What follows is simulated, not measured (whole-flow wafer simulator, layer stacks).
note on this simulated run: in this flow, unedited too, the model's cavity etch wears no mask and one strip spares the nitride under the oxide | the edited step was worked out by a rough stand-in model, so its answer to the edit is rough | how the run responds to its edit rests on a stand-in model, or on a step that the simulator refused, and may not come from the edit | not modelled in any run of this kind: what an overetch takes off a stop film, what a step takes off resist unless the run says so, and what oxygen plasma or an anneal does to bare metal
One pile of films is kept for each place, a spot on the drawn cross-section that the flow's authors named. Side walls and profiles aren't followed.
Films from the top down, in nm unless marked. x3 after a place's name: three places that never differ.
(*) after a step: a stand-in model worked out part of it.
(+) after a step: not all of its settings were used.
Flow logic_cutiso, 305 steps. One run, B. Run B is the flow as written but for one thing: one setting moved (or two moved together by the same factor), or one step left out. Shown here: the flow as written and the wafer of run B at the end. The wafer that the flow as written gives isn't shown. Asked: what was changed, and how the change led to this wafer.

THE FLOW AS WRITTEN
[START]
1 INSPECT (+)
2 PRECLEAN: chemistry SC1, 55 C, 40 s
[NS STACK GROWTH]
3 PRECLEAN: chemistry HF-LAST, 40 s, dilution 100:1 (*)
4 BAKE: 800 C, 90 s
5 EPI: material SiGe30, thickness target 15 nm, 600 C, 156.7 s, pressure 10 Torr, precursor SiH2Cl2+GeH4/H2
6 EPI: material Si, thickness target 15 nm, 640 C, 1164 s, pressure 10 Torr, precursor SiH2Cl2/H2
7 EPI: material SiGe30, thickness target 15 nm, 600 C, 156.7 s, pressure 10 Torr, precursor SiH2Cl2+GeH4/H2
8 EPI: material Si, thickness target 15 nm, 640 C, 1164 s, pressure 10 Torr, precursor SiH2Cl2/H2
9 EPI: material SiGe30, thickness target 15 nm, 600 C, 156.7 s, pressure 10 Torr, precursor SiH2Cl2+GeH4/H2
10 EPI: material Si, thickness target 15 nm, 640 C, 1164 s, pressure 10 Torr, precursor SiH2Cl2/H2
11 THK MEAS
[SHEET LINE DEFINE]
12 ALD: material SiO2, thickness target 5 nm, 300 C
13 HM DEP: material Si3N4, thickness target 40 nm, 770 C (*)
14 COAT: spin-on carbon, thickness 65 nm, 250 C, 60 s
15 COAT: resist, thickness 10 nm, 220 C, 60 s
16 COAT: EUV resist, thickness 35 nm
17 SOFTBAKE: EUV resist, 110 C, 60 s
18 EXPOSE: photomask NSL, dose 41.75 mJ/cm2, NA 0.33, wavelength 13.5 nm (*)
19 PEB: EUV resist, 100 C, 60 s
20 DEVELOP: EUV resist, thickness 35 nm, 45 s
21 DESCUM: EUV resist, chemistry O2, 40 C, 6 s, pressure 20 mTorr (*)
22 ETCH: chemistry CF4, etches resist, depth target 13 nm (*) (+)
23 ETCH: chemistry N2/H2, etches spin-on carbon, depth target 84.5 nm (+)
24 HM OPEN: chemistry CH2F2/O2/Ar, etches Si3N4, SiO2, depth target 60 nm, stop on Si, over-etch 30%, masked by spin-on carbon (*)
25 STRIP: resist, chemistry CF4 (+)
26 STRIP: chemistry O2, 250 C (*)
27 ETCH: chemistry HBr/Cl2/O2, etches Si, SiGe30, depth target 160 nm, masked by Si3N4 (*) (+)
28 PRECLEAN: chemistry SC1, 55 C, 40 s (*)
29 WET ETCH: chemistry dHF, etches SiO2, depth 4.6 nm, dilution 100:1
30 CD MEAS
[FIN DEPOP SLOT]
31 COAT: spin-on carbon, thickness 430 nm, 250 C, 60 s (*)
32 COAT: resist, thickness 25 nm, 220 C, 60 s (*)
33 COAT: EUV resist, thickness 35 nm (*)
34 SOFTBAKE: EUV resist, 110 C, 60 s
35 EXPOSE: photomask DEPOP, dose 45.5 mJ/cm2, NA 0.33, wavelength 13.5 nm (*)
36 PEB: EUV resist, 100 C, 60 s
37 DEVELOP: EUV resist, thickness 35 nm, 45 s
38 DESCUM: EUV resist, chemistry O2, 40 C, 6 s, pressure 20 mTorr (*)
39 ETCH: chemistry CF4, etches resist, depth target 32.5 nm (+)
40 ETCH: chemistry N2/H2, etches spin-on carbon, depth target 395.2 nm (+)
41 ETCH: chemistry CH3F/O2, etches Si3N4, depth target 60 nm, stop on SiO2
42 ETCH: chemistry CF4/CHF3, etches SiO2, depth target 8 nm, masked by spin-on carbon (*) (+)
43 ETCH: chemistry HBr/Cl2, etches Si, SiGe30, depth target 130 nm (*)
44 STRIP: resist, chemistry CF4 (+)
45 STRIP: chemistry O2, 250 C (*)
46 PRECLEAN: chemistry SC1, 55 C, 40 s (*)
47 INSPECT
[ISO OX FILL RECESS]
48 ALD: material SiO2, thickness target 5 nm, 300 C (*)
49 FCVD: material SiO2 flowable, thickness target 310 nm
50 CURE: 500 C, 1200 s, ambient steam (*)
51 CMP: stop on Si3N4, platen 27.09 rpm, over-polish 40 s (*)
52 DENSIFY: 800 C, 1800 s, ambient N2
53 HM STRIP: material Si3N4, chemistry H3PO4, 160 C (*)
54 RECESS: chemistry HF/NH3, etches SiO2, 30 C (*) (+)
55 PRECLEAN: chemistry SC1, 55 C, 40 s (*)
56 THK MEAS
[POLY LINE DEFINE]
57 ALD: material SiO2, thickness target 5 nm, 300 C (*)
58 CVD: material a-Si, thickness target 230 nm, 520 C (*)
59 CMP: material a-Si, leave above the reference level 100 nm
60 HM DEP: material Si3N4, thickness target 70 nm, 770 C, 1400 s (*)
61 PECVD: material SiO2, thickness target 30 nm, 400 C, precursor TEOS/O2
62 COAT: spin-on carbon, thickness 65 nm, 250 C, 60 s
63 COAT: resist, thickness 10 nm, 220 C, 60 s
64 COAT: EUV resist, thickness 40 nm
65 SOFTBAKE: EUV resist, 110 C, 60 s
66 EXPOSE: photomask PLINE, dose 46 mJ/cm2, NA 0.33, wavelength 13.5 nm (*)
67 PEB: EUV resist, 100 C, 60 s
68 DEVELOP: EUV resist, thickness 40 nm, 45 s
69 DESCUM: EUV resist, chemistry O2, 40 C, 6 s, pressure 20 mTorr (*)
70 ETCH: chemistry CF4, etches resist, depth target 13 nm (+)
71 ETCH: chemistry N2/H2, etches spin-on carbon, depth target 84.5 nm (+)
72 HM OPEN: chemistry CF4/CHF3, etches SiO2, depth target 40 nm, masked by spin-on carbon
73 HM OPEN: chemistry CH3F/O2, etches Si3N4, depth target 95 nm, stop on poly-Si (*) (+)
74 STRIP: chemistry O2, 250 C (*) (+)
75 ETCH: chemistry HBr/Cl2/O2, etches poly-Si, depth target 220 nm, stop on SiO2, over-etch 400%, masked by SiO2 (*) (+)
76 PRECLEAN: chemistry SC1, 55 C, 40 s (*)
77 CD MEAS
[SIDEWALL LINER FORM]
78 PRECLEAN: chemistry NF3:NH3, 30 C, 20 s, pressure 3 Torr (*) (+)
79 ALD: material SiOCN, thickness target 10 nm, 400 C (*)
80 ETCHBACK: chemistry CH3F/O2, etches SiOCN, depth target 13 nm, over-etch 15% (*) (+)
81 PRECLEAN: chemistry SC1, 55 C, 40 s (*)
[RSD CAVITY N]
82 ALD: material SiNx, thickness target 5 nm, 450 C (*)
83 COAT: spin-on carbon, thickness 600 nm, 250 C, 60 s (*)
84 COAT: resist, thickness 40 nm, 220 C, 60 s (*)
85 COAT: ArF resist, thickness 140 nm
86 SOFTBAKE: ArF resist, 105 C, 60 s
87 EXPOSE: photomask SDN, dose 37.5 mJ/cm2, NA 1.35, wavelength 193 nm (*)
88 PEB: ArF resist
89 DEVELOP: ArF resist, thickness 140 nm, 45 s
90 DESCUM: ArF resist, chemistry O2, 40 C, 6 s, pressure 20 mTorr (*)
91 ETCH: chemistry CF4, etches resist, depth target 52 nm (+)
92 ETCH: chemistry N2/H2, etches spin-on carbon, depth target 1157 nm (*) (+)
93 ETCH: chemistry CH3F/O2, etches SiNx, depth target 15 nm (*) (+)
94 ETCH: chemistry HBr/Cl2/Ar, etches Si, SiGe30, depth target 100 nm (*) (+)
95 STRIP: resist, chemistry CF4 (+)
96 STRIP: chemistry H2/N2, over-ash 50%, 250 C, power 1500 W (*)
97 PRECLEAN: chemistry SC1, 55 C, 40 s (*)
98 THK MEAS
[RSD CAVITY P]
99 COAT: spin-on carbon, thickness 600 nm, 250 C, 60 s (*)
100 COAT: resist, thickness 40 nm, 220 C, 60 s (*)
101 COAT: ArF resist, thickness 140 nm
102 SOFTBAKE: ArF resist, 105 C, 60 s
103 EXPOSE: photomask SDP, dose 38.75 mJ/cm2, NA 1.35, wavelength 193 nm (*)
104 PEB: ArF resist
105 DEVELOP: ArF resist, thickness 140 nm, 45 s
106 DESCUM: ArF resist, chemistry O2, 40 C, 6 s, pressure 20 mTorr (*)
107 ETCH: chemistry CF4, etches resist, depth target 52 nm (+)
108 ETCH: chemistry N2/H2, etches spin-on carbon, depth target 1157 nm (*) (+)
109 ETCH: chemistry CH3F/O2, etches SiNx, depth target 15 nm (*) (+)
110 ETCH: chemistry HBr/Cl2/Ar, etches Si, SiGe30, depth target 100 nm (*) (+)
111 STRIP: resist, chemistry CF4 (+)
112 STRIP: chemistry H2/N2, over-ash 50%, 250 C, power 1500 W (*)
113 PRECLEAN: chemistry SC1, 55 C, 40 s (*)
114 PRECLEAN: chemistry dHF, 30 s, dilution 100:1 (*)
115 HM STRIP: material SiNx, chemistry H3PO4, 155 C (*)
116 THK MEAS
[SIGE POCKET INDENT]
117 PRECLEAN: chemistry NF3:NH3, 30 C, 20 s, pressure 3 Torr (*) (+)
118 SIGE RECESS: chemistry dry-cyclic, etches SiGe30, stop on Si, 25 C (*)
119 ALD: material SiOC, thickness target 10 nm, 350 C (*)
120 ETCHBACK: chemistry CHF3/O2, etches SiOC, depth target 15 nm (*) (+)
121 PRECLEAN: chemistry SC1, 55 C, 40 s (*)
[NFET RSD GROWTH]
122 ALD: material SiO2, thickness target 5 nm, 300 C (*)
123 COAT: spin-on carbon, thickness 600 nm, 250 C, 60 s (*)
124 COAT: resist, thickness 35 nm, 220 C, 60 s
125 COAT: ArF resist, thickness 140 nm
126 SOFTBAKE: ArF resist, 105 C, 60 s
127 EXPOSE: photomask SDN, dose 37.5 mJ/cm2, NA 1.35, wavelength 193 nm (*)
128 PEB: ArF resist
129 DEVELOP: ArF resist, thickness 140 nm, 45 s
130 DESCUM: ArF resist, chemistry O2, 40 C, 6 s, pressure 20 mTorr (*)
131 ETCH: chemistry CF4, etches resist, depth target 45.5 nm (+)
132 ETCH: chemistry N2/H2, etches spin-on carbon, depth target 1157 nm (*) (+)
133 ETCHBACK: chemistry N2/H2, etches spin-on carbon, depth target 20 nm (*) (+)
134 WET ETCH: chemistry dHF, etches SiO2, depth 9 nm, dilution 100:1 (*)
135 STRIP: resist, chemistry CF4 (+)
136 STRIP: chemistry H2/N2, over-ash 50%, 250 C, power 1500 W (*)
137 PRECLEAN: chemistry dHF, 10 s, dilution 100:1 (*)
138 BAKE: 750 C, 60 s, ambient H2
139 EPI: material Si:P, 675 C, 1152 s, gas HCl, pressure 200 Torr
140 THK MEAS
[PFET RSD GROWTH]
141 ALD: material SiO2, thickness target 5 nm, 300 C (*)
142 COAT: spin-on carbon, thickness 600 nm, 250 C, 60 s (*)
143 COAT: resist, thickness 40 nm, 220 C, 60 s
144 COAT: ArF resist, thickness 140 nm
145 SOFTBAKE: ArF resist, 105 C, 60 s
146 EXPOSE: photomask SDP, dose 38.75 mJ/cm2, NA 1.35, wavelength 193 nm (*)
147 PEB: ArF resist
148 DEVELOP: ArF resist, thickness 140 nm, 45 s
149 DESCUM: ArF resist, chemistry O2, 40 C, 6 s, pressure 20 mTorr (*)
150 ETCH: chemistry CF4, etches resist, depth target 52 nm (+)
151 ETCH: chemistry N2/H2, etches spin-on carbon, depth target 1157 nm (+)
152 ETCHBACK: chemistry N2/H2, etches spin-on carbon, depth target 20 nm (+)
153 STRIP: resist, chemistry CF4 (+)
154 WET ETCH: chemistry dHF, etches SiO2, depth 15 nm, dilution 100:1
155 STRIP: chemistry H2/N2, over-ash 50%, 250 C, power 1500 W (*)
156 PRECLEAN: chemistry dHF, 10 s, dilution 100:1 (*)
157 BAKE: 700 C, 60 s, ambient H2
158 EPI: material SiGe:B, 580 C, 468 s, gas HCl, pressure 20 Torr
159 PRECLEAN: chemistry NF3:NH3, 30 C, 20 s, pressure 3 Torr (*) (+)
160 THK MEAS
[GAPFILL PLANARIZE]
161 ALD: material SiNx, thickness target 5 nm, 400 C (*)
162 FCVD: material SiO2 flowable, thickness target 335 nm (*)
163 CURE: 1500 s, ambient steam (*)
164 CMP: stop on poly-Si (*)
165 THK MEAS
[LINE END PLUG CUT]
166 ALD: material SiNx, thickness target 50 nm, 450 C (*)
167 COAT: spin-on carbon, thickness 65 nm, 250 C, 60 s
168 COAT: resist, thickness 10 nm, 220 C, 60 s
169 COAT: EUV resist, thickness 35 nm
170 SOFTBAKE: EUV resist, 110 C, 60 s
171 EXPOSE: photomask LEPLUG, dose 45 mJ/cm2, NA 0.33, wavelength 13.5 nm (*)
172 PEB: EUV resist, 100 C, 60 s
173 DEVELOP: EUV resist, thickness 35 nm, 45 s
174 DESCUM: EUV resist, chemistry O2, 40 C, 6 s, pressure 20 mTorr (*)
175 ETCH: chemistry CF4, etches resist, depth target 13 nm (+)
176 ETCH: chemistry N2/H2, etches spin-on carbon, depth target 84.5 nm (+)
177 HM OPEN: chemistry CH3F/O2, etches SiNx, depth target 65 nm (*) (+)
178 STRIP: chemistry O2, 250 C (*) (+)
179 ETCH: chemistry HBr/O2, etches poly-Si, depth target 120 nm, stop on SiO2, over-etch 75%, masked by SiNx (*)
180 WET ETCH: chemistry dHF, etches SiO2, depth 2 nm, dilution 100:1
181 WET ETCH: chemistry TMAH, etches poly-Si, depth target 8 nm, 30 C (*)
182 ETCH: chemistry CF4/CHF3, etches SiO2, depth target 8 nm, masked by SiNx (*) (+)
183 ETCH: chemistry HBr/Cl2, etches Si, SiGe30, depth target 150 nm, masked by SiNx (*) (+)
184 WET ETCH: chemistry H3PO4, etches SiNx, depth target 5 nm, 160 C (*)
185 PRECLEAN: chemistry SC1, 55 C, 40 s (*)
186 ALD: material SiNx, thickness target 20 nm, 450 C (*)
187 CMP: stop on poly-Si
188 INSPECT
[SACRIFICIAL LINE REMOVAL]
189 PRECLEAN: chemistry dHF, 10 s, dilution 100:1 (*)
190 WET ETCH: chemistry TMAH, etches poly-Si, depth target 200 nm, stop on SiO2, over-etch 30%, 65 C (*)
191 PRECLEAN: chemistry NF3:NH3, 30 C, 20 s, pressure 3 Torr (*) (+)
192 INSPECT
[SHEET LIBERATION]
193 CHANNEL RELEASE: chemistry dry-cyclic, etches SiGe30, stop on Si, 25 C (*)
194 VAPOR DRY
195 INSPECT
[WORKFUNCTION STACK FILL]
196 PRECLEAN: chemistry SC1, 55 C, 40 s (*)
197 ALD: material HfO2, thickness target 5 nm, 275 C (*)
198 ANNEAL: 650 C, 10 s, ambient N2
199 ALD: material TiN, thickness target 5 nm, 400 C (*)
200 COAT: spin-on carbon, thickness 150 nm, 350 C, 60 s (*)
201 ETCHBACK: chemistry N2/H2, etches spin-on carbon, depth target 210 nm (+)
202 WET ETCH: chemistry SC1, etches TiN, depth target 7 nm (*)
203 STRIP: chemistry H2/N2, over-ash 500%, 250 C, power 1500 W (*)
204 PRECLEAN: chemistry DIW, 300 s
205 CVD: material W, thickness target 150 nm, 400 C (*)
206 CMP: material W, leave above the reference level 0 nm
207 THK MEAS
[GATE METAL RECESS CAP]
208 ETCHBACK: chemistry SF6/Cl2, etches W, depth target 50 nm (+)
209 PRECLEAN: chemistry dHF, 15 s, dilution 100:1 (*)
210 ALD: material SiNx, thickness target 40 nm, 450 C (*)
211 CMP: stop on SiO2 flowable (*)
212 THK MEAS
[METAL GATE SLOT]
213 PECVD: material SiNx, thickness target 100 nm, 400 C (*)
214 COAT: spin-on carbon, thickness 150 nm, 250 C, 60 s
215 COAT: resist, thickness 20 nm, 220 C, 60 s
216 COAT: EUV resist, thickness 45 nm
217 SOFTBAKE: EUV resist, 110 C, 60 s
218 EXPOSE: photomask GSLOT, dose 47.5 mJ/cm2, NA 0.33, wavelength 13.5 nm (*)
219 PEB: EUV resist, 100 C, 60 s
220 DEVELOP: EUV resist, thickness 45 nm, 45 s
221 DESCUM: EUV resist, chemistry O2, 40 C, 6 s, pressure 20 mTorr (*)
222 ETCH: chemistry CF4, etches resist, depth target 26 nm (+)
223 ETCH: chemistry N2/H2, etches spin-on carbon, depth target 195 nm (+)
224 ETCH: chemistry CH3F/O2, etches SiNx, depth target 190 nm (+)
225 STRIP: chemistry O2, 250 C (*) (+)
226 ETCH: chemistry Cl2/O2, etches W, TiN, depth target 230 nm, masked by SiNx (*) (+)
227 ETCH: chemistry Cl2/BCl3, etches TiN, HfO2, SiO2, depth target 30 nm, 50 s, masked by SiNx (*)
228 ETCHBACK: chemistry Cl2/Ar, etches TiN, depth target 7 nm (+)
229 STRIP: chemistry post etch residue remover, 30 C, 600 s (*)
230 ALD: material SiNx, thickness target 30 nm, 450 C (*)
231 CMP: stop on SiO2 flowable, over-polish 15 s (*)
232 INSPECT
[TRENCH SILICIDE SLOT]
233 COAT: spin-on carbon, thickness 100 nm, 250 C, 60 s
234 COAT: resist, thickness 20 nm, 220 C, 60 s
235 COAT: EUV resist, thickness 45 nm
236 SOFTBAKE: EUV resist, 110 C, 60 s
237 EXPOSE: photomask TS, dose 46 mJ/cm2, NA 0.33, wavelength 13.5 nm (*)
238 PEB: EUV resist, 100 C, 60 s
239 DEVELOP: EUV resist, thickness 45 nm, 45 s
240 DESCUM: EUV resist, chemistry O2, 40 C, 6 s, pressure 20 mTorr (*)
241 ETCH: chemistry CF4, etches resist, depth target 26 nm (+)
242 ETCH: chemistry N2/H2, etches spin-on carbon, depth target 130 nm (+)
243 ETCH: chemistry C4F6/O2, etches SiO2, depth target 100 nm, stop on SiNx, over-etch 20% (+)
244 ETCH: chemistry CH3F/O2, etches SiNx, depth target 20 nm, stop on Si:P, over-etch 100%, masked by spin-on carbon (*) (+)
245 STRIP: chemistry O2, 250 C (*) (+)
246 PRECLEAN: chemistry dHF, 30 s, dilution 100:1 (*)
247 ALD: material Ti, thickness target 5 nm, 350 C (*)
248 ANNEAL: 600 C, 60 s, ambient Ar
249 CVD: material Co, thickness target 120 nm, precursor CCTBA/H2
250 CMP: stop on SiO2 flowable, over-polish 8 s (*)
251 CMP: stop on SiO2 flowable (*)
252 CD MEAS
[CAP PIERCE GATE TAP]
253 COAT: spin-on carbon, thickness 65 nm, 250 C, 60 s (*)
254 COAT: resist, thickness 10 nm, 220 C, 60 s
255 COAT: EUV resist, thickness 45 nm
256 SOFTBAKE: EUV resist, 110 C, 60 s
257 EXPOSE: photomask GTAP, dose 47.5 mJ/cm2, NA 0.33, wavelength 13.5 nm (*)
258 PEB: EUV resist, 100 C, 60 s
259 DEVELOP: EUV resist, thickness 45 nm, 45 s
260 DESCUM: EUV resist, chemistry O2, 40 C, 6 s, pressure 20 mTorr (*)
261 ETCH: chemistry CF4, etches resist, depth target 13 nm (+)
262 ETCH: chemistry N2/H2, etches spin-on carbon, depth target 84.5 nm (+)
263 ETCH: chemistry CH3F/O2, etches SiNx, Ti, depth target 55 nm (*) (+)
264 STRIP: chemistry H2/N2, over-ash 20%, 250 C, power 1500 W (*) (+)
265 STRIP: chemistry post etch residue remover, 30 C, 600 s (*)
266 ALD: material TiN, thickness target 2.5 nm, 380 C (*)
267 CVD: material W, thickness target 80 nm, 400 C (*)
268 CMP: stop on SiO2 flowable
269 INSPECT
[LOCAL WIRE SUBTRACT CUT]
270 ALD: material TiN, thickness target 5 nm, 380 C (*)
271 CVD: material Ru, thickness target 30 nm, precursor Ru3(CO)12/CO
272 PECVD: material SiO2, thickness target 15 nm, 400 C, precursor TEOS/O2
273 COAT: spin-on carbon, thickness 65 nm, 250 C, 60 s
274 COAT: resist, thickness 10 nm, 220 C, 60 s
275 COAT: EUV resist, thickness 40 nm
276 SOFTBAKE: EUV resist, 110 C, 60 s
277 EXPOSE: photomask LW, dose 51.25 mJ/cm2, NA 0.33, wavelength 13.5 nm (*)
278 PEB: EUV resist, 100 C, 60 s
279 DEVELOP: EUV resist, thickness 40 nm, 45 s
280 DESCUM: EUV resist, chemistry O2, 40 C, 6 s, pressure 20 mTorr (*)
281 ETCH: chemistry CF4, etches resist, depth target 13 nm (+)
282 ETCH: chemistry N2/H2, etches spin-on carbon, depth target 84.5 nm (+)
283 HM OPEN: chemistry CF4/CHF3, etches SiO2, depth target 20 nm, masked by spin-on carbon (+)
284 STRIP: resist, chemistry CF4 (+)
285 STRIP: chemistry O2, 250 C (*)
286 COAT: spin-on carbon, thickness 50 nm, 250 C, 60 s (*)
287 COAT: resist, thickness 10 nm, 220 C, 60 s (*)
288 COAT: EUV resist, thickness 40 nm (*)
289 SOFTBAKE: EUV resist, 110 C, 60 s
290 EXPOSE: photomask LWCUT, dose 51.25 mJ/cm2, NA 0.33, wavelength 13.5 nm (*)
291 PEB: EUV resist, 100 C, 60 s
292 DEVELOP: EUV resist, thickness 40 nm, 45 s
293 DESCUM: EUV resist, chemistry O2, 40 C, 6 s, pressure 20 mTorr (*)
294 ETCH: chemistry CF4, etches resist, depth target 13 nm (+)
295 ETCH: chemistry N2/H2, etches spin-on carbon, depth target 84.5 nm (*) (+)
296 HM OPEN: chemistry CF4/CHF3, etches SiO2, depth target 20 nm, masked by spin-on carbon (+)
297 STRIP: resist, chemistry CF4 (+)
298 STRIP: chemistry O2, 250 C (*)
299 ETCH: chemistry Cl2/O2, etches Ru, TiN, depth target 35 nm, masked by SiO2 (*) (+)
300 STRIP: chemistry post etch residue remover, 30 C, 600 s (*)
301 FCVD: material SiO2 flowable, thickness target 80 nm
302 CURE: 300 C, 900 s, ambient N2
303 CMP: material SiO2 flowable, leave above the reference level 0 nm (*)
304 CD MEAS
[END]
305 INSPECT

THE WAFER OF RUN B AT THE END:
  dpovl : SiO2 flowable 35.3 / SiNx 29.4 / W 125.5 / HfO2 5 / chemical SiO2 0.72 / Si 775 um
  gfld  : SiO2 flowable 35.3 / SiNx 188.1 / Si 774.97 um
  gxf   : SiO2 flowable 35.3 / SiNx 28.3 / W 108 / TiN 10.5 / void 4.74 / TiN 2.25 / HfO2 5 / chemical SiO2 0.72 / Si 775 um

The cause: step 27, ETCH: depth target 72 nm was run, where the flow has depth target 160 nm.

How the change led to this, step by step:
  27 ETCH: chemistry HBr/Cl2/O2, etches Si, SiGe30, depth target 160 nm, masked by Si3N4 (*) (+)
      gfld, gxf, iso, lnri: chemical SiO2 -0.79 (all of it), Si -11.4 (all of it), SiGe30 -15 (all of it), Si -15 (all of it), SiGe30 -15 (all of it), Si -15 (all of it), SiGe30 -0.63 (as written it would be: chemical SiO2 -0.79 (all of it), Si -11.4 (all of it), SiGe30 -15 (all of it), Si -15 (all of it), SiGe30 -15 (all of it), Si -15 (all of it), SiGe30 -15 (all of it), Si -73.6)
      dpovl, nsgap: chemical SiO2 -0.79 (all of it), Si -11.8 (all of it), SiGe30 -15 (all of it), Si -15 (all of it), SiGe30 -15 (all of it), Si -15 (all of it), SiGe30 -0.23 (as written it would be: chemical SiO2 -0.79 (all of it), Si -11.8 (all of it), SiGe30 -15 (all of it), Si -15 (all of it), SiGe30 -15 (all of it), Si -15 (all of it), SiGe30 -15 (all of it), Si -73.2)
      (and at 16 more places)
  31 COAT: spin-on carbon, thickness 430 nm, 250 C, 60 s (*)
      dpovl, nsgap: spin-on carbon +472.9 (new film) (as written it would be: spin-on carbon +503.7 (new film))
      gfld, lnri: spin-on carbon +511.8 (new film) (as written it would be: spin-on carbon +570.2 (new film))
      (and at 18 more places)
  32 COAT: resist, thickness 25 nm, 220 C, 60 s (*)
      gfld, lnri: resist +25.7 (new film) (as written it would be: resist +26.3 (new film))
  40 ETCH: chemistry N2/H2, etches spin-on carbon, depth target 395.2 nm (+)
      depop: spin-on carbon -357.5 (all of it), Si3N4 -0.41 (as written it would be: spin-on carbon -308.2 (all of it), Si3N4 -0.95)
  41 ETCH: chemistry CH3F/O2, etches Si3N4, depth target 60 nm, stop on SiO2
      gfld, gl, glp and 17 more: resist -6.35 (as written it would be: resist -4.65)
      depop: Si3N4 -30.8 (all of it), SiO2 -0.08 (as written it would be: Si3N4 -22.2 (all of it), SiO2 -0.08)
      (and at 1 more place)
  42 ETCH: chemistry CF4/CHF3, etches SiO2, depth target 8 nm, masked by spin-on carbon (*) (+)
      gfld: resist -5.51 (all of it), spin-on carbon -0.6 (as written it would be: resist -7.38)
      gxf: resist -5.32 (all of it), spin-on carbon -0.66 (as written it would be: resist -7.42 (all of it))
      (and at 18 more places)
  45 STRIP: chemistry O2, 250 C (*)
      gfld, lnri: chemical SiO2 +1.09 (new film), spin-on carbon -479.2 (all of it), SiGe30 -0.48 (as written it would be: chemical SiO2 +0.82 (new film), spin-on carbon -538.7 (all of it), Si -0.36)
      dpovl: chemical SiO2 +1.09 (new film), spin-on carbon -24.4 (all of it), SiGe30 -0.48 (as written it would be: chemical SiO2 +0.82 (new film), spin-on carbon -59.3 (all of it), Si -0.36)
      (and at 18 more places)
  49 FCVD: material SiO2 flowable, thickness target 310 nm
      gl, glp, gxn and 10 more: SiO2 flowable +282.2 (new film) (as written it would be: SiO2 flowable +262.2 (new film))
      gfld, gxf, iso, lnri: SiO2 flowable +393.7 (new film) (as written it would be: SiO2 flowable +453.9 (new film))
      (and at 5 more places)
  50 CURE: 500 C, 1200 s, ambient steam (*)
      depop: SiO2 flowable -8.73 (as written it would be: SiO2 flowable -7.92)
      dpovl: SiO2 flowable -8.72 (as written it would be: SiO2 flowable -7.92)
      (and at 7 more places)
  51 CMP: stop on Si3N4, platen 27.09 rpm, over-polish 40 s (*)
      lnrt, rsdn, tap: SiO2 flowable -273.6 (all of it), SiO2 -5 (all of it), Si3N4 -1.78 (as written it would be: SiO2 flowable -254.2 (all of it), SiO2 -5 (all of it), Si3N4 -1.78)
      dpovl, isow: SiO2 flowable -240.4 (as written it would be: SiO2 flowable -200.4)
      (and at 17 more places)
  52 DENSIFY: 800 C, 1800 s, ambient N2
      gfld, gxf, iso, lnri: SiO2 flowable -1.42 (as written it would be: SiO2 flowable -3.15)
      dpovl: SiO2 flowable -1.52 (as written it would be: SiO2 flowable -2.82)
      (and at 2 more places)
  53 HM STRIP: material Si3N4, chemistry H3PO4, 160 C (*)
      gl, glp, gxn and 11 more: Si3N4 -29.4 (all of it), SiO2 -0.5 (as written it would be: Si3N4 -21.4 (all of it), SiO2 -0.36)
      depop, dpovl, gfld, gxf, iso, isow, lnri, nsgap: SiO2 flowable -2.5 (as written it would be: SiO2 flowable -1.82)
  54 RECESS: chemistry HF/NH3, etches SiO2, 30 C (*) (+)
      gfld, gxf, iso, lnri: SiO2 flowable -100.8 (all of it), SiO2 -5 (all of it), chemical SiO2 -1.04 (all of it) (as written it would be: SiO2 flowable -111.4)
      dpovl: SiO2 flowable -100 (all of it), SiO2 -5 (all of it), chemical SiO2 -1.04 (all of it) (as written it would be: SiO2 flowable -111.5)
      (and at 3 more places)
  55 PRECLEAN: chemistry SC1, 55 C, 40 s (*)
      dpovl, gfld, gxf, iso, lnri, nsgap: chemical SiO2 +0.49 (new film), SiGe30 -1.52 (as written it would be: SiO2 flowable -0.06)
      isow: chemical SiO2 +0.49 (new film), SiGe30 -1.52 (as written it would be: nothing)
  58 CVD: material a-Si, thickness target 230 nm, 520 C (*)
      gfld, gxf, iso, lnri: a-Si +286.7 (new film) (as written it would be: a-Si +299.4 (new film))
      dpovl, nsgap: a-Si +306.4 (new film) (as written it would be: a-Si +319.4 (new film))
      (and at 1 more place)
  60 HM DEP: material Si3N4, thickness target 70 nm, 770 C, 1400 s (*)
      gfld, gxf, iso, lnri: Si3N4 +70 (new film), poly-Si +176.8 (new film), a-Si -176.8 (all of it) (as written it would be: Si3N4 +70 (new film), poly-Si +189.4 (new film), a-Si -189.4 (all of it))
      dpovl, nsgap: Si3N4 +70 (new film), poly-Si +176.4 (new film), a-Si -176.4 (all of it) (as written it would be: Si3N4 +70 (new film), poly-Si +189.4 (new film), a-Si -189.4 (all of it))
      (and at 1 more place)
  ... 23 more steps ...
  231 CMP: stop on SiO2 flowable, over-polish 15 s (*)
      depop, dpovl, gfld and 10 more: SiNx -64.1 (as written it would be: SiNx -62.7)
      lnr, lnri, lnrp, lnrt: SiNx -62.3 (all of it), SiOCN -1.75 (as written it would be: SiNx -61 (all of it), SiOCN -1.75)
      (and at 5 more places)
Counting metal films that touch as one body, gxf has 2 bodies (between them, from the top down: void 4.74); the flow as written gives 1 body.
